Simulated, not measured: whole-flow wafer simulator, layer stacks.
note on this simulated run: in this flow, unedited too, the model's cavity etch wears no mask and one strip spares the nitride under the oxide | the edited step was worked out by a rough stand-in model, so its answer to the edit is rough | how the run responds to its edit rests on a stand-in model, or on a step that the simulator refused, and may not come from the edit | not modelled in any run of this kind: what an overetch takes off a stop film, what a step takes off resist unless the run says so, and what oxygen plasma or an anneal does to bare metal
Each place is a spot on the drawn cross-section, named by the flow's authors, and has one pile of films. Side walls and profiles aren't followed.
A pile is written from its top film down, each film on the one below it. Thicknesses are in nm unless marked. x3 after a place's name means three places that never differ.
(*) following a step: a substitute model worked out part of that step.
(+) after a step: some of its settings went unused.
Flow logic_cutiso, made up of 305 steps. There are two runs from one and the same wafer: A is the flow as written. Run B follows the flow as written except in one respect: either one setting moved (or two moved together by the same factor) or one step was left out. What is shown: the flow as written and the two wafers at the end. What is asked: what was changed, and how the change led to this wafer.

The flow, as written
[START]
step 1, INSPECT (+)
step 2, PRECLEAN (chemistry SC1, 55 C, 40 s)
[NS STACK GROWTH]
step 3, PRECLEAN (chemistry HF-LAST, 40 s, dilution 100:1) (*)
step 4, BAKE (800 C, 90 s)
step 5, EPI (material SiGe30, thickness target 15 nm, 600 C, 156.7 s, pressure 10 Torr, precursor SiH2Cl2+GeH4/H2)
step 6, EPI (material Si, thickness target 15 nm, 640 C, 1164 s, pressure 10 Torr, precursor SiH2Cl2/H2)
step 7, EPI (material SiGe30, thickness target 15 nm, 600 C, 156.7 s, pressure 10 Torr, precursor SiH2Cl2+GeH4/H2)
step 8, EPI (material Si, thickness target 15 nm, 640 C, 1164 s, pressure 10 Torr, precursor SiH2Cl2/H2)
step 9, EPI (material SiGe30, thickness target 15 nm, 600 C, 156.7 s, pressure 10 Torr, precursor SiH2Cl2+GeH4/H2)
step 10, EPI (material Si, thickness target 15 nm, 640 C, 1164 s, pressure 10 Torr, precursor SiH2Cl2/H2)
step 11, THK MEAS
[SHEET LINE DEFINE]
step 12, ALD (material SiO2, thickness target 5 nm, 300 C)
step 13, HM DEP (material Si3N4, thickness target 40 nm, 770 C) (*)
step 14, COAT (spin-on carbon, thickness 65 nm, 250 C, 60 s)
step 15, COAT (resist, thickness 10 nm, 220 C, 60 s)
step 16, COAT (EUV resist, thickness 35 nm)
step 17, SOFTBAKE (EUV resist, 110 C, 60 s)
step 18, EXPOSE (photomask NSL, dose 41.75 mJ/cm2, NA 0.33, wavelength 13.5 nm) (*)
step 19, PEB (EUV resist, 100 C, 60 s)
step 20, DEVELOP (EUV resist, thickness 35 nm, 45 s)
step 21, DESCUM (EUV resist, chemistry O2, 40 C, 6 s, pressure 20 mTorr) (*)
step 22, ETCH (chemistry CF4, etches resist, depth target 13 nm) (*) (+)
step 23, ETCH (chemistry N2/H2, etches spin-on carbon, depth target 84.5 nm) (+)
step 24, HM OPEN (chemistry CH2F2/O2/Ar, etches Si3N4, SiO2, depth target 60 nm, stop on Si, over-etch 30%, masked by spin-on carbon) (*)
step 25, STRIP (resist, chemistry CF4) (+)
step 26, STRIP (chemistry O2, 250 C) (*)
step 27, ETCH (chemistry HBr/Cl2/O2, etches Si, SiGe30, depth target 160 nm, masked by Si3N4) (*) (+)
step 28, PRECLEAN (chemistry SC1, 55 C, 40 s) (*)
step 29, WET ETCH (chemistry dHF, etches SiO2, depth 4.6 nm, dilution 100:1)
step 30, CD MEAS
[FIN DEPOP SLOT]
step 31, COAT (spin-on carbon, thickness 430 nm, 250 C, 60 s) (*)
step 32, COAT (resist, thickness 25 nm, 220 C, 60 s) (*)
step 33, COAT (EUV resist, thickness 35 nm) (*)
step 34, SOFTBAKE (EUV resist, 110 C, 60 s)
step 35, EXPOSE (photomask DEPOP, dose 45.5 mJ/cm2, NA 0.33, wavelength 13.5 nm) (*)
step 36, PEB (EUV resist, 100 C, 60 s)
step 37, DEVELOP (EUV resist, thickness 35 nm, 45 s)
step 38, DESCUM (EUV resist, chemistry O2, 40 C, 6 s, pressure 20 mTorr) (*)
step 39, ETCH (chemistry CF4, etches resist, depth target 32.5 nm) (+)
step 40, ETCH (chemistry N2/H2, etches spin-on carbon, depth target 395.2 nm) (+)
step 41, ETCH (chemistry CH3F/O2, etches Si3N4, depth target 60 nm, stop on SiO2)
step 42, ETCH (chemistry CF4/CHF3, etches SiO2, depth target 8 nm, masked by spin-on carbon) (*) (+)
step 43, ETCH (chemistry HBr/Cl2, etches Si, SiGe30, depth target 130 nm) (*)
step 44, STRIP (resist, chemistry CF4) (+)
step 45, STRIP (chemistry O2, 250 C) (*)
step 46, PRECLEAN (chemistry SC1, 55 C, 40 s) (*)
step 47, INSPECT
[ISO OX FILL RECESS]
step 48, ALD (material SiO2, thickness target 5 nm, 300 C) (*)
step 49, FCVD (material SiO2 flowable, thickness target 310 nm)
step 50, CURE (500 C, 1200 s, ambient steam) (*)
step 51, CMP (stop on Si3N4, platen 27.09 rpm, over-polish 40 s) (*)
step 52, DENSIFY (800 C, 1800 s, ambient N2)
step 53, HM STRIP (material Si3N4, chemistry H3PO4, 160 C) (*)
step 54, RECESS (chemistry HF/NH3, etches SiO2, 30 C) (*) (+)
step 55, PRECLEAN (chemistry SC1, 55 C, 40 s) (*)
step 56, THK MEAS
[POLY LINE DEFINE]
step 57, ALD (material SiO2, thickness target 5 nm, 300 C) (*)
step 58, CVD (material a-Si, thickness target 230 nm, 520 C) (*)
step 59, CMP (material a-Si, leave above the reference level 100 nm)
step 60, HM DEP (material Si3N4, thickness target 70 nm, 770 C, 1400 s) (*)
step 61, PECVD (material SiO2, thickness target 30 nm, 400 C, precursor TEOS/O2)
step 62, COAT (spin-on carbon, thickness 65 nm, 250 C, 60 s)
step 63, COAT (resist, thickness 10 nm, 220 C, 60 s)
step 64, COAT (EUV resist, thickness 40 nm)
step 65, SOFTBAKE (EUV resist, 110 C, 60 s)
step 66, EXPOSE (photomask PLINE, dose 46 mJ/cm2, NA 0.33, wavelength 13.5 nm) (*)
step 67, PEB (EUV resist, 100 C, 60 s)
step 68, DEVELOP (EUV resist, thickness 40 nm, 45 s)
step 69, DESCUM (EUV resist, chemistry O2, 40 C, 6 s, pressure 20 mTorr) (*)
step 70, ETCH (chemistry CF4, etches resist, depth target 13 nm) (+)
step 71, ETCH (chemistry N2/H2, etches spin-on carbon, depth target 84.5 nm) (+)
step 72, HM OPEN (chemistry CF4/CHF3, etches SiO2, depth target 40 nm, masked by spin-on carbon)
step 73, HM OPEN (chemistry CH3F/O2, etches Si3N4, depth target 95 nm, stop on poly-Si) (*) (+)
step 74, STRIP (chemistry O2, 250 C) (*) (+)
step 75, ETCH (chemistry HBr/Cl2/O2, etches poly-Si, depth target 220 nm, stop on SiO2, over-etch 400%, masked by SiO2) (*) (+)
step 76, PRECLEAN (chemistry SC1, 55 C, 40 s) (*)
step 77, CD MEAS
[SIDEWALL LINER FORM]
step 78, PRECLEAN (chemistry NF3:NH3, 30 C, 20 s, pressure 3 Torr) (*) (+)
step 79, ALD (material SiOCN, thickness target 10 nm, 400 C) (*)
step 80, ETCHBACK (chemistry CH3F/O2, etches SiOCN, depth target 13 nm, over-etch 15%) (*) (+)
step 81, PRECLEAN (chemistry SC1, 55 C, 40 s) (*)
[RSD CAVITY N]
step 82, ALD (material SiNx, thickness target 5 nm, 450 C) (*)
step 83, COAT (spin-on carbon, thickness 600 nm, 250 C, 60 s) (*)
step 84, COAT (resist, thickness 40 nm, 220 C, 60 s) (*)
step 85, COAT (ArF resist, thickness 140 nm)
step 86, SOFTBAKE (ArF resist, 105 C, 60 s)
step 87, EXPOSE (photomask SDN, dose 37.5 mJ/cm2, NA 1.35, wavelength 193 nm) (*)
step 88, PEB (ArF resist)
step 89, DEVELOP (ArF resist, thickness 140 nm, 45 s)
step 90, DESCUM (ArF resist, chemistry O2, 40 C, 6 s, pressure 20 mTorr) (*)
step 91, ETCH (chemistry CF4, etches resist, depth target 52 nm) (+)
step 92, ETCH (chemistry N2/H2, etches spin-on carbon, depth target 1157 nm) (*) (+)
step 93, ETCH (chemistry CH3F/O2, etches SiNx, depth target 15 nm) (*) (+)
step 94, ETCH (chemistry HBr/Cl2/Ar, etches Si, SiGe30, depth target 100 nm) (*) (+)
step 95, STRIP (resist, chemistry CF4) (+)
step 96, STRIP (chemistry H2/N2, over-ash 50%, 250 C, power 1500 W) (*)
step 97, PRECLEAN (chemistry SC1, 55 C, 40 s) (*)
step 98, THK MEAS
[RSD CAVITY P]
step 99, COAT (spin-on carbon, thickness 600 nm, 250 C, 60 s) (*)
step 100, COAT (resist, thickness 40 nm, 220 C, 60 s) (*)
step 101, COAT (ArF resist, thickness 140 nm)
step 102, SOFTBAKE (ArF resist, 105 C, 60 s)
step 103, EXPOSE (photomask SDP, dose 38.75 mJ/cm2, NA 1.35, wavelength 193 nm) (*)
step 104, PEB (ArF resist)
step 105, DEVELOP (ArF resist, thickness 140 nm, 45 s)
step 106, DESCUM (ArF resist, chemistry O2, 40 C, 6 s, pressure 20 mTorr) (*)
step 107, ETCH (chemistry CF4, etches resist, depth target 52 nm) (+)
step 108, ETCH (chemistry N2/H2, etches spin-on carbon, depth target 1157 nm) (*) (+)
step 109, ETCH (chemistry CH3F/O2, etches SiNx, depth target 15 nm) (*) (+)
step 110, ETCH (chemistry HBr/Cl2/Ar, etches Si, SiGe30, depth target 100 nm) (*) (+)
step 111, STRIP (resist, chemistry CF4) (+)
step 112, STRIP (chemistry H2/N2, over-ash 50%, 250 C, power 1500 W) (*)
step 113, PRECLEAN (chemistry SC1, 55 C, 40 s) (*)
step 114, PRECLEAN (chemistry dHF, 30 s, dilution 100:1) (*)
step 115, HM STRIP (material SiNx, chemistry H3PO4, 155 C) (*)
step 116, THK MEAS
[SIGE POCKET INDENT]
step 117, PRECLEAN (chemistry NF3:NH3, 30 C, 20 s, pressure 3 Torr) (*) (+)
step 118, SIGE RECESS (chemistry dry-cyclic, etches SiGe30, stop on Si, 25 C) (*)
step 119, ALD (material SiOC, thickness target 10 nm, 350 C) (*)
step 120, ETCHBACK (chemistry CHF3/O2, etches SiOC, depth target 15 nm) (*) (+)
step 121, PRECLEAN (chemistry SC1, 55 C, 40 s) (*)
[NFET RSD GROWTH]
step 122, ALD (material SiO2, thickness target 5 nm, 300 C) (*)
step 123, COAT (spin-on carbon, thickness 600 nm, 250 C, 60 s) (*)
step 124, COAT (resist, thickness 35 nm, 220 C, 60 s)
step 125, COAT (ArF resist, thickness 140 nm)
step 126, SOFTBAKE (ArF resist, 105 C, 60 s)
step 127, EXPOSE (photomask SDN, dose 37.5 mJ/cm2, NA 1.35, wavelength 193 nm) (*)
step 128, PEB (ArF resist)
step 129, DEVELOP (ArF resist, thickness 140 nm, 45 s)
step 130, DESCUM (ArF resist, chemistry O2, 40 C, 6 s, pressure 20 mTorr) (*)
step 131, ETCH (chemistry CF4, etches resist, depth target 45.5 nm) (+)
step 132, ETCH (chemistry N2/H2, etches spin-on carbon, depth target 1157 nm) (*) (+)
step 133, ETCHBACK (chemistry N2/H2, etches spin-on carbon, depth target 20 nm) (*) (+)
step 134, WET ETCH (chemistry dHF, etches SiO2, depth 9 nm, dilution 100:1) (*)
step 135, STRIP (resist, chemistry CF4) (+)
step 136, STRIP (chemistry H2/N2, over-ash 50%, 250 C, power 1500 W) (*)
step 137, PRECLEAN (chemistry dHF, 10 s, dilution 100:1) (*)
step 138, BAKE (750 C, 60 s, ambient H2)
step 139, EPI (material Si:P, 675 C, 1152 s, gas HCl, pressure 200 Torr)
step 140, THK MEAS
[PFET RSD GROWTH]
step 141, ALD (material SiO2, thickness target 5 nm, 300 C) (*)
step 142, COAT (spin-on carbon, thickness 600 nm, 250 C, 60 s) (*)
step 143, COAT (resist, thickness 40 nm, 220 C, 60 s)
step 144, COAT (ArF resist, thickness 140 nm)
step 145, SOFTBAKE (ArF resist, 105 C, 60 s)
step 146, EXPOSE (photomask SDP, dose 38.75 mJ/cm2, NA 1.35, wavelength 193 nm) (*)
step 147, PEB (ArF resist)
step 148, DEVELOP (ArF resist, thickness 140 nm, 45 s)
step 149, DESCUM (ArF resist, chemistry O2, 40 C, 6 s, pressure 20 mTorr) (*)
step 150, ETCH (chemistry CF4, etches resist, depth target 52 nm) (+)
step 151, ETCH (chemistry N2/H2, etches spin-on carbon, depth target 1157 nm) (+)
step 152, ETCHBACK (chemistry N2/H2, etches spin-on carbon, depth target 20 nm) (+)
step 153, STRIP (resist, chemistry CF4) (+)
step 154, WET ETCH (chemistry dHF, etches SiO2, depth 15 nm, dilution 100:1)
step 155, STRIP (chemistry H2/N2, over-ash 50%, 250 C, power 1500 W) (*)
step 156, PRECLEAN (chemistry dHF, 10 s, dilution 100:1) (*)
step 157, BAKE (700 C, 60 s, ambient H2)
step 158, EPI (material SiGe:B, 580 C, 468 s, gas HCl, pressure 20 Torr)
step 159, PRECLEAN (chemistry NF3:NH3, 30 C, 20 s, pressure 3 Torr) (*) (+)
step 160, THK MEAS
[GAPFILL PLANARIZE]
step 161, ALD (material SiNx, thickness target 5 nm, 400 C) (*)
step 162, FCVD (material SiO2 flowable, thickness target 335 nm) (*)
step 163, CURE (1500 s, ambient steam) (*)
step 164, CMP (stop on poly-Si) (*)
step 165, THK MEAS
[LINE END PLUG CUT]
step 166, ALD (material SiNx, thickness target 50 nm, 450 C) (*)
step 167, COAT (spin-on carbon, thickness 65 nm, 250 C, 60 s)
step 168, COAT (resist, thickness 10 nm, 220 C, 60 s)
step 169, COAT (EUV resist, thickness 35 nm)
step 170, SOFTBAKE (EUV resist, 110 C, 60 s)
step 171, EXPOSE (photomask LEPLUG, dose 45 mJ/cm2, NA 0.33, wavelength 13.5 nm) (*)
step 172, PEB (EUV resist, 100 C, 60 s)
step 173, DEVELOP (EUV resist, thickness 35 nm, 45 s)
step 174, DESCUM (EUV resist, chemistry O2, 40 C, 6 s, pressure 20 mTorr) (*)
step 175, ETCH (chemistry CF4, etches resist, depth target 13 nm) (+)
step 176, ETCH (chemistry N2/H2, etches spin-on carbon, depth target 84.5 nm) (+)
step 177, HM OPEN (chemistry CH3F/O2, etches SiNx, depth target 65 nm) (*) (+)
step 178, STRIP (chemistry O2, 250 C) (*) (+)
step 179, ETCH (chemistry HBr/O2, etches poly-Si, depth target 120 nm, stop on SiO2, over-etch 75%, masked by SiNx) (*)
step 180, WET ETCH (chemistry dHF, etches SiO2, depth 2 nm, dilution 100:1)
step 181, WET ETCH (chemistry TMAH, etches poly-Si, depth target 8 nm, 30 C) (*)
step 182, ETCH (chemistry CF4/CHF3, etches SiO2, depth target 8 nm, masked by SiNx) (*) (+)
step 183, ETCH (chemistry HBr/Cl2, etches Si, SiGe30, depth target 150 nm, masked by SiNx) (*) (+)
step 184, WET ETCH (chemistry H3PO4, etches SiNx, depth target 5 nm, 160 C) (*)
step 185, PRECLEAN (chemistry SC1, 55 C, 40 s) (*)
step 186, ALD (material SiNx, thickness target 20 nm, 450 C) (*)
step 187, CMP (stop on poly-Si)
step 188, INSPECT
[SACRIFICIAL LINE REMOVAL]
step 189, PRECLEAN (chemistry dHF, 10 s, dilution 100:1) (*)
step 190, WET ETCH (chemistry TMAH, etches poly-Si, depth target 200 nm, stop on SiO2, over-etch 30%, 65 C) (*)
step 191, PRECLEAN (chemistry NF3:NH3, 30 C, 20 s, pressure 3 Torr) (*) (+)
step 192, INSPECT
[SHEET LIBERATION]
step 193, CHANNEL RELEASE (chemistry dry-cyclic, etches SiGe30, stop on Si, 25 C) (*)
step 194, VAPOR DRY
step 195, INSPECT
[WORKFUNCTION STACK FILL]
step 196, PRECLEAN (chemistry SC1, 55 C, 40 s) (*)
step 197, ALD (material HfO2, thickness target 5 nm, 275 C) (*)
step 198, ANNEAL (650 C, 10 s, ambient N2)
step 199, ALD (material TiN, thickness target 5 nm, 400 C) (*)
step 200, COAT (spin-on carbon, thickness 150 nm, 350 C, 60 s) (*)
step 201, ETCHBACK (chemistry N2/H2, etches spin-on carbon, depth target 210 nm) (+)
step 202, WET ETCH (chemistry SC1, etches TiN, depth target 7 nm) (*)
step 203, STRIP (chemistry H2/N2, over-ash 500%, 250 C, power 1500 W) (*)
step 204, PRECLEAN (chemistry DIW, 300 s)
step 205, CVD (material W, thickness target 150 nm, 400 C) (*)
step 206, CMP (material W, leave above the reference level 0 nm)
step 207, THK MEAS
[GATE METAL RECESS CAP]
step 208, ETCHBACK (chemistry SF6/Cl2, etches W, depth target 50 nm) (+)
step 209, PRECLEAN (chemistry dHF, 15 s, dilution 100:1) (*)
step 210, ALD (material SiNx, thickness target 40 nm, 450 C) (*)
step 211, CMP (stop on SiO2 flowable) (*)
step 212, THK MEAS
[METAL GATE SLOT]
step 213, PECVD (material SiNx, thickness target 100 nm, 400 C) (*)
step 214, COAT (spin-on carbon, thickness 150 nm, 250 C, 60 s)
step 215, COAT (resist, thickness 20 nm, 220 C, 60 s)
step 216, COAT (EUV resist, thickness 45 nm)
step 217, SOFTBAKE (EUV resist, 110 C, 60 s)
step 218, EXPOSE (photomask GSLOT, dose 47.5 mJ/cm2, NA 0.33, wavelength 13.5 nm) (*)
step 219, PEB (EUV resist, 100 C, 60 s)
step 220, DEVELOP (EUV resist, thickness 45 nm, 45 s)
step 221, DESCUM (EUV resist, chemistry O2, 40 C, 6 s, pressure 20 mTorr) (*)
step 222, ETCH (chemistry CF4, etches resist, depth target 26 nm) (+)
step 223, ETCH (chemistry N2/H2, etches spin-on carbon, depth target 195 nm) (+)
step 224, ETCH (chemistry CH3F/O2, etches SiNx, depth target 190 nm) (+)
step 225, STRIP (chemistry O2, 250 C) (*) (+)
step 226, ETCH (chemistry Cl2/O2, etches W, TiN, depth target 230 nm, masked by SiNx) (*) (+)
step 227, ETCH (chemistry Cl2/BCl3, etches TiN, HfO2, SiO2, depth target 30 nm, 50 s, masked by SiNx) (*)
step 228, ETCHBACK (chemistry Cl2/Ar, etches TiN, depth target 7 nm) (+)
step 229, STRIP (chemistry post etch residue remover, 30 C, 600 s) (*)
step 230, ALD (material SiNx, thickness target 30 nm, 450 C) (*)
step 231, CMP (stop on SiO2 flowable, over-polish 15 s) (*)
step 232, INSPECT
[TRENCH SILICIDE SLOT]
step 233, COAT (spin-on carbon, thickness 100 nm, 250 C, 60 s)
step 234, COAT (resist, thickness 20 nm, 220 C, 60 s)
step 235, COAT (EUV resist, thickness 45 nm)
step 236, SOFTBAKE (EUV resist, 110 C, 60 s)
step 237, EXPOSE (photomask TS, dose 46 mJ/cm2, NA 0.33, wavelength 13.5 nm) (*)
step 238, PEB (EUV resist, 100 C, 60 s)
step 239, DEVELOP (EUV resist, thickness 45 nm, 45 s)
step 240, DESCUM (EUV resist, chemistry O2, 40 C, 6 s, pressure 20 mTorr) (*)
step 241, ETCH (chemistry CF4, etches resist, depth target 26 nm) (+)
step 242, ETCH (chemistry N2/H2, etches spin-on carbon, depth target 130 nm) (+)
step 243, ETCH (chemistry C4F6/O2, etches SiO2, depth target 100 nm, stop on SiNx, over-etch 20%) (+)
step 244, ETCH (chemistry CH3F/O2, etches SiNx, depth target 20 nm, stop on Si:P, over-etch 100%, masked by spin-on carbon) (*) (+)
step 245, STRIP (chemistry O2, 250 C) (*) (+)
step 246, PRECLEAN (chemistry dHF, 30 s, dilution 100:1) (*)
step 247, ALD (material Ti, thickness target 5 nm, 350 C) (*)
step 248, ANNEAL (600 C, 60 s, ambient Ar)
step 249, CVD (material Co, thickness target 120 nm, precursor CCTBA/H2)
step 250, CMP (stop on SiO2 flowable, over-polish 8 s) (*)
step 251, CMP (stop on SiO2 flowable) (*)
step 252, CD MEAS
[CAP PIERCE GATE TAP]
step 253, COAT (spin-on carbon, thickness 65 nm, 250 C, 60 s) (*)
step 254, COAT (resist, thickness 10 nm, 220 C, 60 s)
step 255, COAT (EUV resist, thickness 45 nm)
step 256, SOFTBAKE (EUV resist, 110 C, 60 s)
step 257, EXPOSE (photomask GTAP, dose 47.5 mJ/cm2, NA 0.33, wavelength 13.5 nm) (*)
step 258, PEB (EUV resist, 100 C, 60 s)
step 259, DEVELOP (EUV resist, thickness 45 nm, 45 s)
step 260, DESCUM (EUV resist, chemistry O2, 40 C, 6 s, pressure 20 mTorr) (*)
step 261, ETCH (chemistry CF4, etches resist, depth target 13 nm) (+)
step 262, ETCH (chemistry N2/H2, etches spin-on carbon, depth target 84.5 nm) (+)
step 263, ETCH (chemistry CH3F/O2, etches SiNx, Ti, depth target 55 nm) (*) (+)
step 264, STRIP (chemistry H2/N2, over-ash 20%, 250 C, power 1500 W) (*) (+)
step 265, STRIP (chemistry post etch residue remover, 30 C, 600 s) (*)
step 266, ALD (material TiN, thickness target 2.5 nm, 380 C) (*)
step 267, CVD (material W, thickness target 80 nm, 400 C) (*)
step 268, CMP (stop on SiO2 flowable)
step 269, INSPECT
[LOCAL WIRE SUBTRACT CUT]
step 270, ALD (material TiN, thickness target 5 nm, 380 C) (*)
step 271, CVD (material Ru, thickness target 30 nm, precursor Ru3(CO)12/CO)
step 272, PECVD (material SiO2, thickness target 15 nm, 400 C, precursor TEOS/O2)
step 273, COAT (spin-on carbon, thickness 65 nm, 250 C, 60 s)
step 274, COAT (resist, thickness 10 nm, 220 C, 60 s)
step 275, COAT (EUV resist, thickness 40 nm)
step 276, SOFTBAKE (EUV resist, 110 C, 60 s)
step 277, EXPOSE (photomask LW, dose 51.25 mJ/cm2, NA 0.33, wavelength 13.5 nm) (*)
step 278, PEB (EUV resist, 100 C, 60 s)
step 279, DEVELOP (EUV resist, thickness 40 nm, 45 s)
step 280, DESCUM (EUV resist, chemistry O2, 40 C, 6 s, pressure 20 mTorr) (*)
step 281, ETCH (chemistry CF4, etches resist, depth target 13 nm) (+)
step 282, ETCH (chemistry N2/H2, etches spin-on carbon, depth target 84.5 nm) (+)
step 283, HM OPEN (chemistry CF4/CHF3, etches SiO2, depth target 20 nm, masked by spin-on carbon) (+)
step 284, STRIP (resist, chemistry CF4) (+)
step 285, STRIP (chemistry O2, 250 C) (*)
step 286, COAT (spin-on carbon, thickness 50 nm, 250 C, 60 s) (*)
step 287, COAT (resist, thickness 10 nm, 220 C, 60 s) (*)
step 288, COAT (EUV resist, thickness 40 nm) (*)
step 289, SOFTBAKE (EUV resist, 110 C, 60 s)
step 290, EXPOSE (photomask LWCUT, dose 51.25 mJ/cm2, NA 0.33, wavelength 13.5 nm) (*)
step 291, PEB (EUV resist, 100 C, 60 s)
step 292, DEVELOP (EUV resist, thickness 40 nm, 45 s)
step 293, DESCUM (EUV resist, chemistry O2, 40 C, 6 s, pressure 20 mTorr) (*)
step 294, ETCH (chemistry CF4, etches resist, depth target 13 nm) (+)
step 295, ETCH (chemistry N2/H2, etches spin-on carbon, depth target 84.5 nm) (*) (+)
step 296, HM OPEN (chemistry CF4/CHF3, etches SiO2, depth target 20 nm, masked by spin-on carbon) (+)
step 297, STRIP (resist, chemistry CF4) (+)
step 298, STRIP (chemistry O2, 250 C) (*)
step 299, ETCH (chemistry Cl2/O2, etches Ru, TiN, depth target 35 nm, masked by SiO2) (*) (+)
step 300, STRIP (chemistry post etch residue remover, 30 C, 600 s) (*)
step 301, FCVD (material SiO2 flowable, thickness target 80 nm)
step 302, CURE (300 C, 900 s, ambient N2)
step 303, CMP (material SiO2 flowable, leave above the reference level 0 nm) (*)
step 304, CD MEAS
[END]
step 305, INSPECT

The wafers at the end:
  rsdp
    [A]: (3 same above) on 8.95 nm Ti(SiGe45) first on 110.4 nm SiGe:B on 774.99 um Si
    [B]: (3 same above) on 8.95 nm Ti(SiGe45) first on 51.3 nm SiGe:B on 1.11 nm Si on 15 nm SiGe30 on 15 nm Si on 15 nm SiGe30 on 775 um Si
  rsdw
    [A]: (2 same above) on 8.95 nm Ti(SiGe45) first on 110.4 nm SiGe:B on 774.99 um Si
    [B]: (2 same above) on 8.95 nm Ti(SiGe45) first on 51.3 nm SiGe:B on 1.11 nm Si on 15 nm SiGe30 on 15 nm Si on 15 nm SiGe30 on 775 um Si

Cause: step 110, ETCH: depth target 40 nm was run, whereas the flow has depth target 100 nm.

How this came from the change, step by step:
  step 110, ETCH (chemistry HBr/Cl2/Ar, etches Si, SiGe30, depth target 100 nm) (*) (+)
      rsdp, rsdw: A -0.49 chemical SiO2 (all of it), -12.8 Si (all of it), -15 SiGe30 (all of it), -15 Si (all of it), -15 SiGe30 (all of it), -15 Si (all of it), -15 SiGe30 (all of it), -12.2 Si | B -0.49 chemical SiO2 (all of it), -12.8 Si (all of it), -15 SiGe30 (all of it), -12.2 Si
  step 120, ETCHBACK (chemistry CHF3/O2, etches SiOC, depth target 15 nm) (*) (+)
      rsdp, rsdw: A -10 SiOC (all of it) | B -10 SiOC (all of it), -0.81 Si
  step 123, COAT (spin-on carbon, thickness 600 nm, 250 C, 60 s) (*)
      rsdp, rsdw: A +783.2 spin-on carbon (new film) | B +731.9 spin-on carbon (new film)
  step 136, STRIP (chemistry H2/N2, over-ash 50%, 250 C, power 1500 W) (*)
      rsdp, rsdw: A -783.2 spin-on carbon (all of it) | B -731.9 spin-on carbon (all of it)
  step 142, COAT (spin-on carbon, thickness 600 nm, 250 C, 60 s) (*)
      rsdp: A +806.8 spin-on carbon (new film) | B +753.7 spin-on carbon (new film)
      rsdw: A +806.7 spin-on carbon (new film) | B +753.7 spin-on carbon (new film)
  step 151, ETCH (chemistry N2/H2, etches spin-on carbon, depth target 1157 nm) (+)
      rsdp, rsdw: A -800.8 spin-on carbon (all of it) | B -747.7 spin-on carbon (all of it), -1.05 SiO2
  step 153, STRIP (resist, chemistry CF4) (+)
      rsdw: A -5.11 SiO2 | B -5.68 SiO2
  step 154, WET ETCH (chemistry dHF, etches SiO2, depth 15 nm, dilution 100:1)
      rsdp: A -2.75 SiO2 (all of it), -0.49 chemical SiO2 (all of it) | B -1.25 SiO2 (all of it), -0.49 chemical SiO2 (all of it)
      rsdw: A -2.25 SiO2 (all of it), -0.49 chemical SiO2 (all of it) | B -0.64 SiO2 (all of it), -0.49 chemical SiO2 (all of it)
  step 158, EPI (material SiGe:B, 580 C, 468 s, gas HCl, pressure 20 Torr)
      rsdp, rsdw: A +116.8 SiGe:B (new film) | B +57.8 SiGe:B (new film)
